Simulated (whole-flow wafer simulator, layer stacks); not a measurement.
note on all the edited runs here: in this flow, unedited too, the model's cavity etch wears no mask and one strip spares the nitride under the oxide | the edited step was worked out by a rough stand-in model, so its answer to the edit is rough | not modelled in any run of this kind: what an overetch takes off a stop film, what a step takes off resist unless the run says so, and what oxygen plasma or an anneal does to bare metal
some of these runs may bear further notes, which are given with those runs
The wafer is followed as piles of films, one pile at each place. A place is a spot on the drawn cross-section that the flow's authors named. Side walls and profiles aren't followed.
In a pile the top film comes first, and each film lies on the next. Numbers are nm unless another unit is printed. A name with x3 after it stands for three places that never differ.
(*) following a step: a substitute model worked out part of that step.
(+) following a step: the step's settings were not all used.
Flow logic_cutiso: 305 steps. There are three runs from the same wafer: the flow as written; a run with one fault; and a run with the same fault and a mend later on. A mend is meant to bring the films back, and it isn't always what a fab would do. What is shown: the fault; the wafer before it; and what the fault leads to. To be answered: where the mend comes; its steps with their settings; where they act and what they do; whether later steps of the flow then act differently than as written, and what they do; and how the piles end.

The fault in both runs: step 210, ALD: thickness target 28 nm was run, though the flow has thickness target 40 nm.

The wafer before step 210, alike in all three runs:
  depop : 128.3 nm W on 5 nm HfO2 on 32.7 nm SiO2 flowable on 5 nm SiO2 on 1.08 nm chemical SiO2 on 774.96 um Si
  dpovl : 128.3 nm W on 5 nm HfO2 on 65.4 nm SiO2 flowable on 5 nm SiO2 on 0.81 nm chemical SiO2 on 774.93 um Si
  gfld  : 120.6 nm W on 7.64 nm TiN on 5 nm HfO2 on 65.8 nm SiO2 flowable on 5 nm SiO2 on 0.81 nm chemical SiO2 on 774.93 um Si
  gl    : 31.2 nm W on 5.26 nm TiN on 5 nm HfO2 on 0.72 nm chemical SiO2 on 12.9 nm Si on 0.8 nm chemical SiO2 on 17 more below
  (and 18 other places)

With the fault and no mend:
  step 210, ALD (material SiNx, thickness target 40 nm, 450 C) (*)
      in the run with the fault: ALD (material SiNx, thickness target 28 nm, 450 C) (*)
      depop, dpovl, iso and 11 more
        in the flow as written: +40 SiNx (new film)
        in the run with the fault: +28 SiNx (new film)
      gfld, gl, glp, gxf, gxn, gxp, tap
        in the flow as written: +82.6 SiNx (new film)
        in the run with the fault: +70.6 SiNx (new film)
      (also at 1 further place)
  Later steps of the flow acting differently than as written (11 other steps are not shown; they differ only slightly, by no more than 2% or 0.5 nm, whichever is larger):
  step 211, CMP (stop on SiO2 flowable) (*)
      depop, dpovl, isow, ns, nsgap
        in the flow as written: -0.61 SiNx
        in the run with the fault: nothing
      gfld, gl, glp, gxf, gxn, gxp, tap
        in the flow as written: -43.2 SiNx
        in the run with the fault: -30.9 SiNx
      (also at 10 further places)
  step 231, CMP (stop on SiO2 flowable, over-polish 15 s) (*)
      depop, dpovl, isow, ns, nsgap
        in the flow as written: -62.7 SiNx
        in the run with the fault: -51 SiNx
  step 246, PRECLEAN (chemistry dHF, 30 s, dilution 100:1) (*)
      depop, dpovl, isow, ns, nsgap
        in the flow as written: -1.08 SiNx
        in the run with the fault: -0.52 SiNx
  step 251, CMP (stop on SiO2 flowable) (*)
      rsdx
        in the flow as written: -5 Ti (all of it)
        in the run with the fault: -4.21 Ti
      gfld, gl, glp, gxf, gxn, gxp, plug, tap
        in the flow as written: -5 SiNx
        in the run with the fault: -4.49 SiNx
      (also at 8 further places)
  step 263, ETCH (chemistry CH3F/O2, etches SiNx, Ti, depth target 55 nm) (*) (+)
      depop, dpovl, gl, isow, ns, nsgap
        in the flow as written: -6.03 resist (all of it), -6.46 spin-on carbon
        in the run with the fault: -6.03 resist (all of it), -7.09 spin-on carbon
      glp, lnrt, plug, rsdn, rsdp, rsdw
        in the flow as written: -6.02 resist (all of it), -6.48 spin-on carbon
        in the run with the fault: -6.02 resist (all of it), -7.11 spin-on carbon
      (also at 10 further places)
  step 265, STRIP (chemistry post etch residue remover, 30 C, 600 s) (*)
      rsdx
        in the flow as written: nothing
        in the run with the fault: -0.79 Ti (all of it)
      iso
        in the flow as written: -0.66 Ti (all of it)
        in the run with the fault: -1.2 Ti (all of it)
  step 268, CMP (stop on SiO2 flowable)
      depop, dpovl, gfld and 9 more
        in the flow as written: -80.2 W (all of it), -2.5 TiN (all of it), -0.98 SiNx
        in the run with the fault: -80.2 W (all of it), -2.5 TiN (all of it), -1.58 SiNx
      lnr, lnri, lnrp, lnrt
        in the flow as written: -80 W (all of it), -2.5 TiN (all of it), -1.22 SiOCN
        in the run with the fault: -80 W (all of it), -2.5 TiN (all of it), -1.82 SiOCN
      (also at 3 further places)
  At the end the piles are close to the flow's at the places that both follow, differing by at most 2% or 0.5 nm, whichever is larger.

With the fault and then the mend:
  The mend follows step 210.
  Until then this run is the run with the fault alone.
  step 210a, ALD (material SiNx, thickness target 12 nm, 450 C) (*) (the flow's step 210 again, with other settings)
      depop, dpovl, gfld and 19 more
        +12 SiNx
  Later steps of the flow acting differently than as written (2 other steps are not shown; they differ only slightly, by no more than 2% or 0.5 nm, whichever is larger):
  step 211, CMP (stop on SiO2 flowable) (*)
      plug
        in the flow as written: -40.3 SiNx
        in the run with the mend: -38.8 SiNx
  At the end the piles are close to the flow's at the places that both follow, differing by at most 2% or 0.5 nm, whichever is larger.
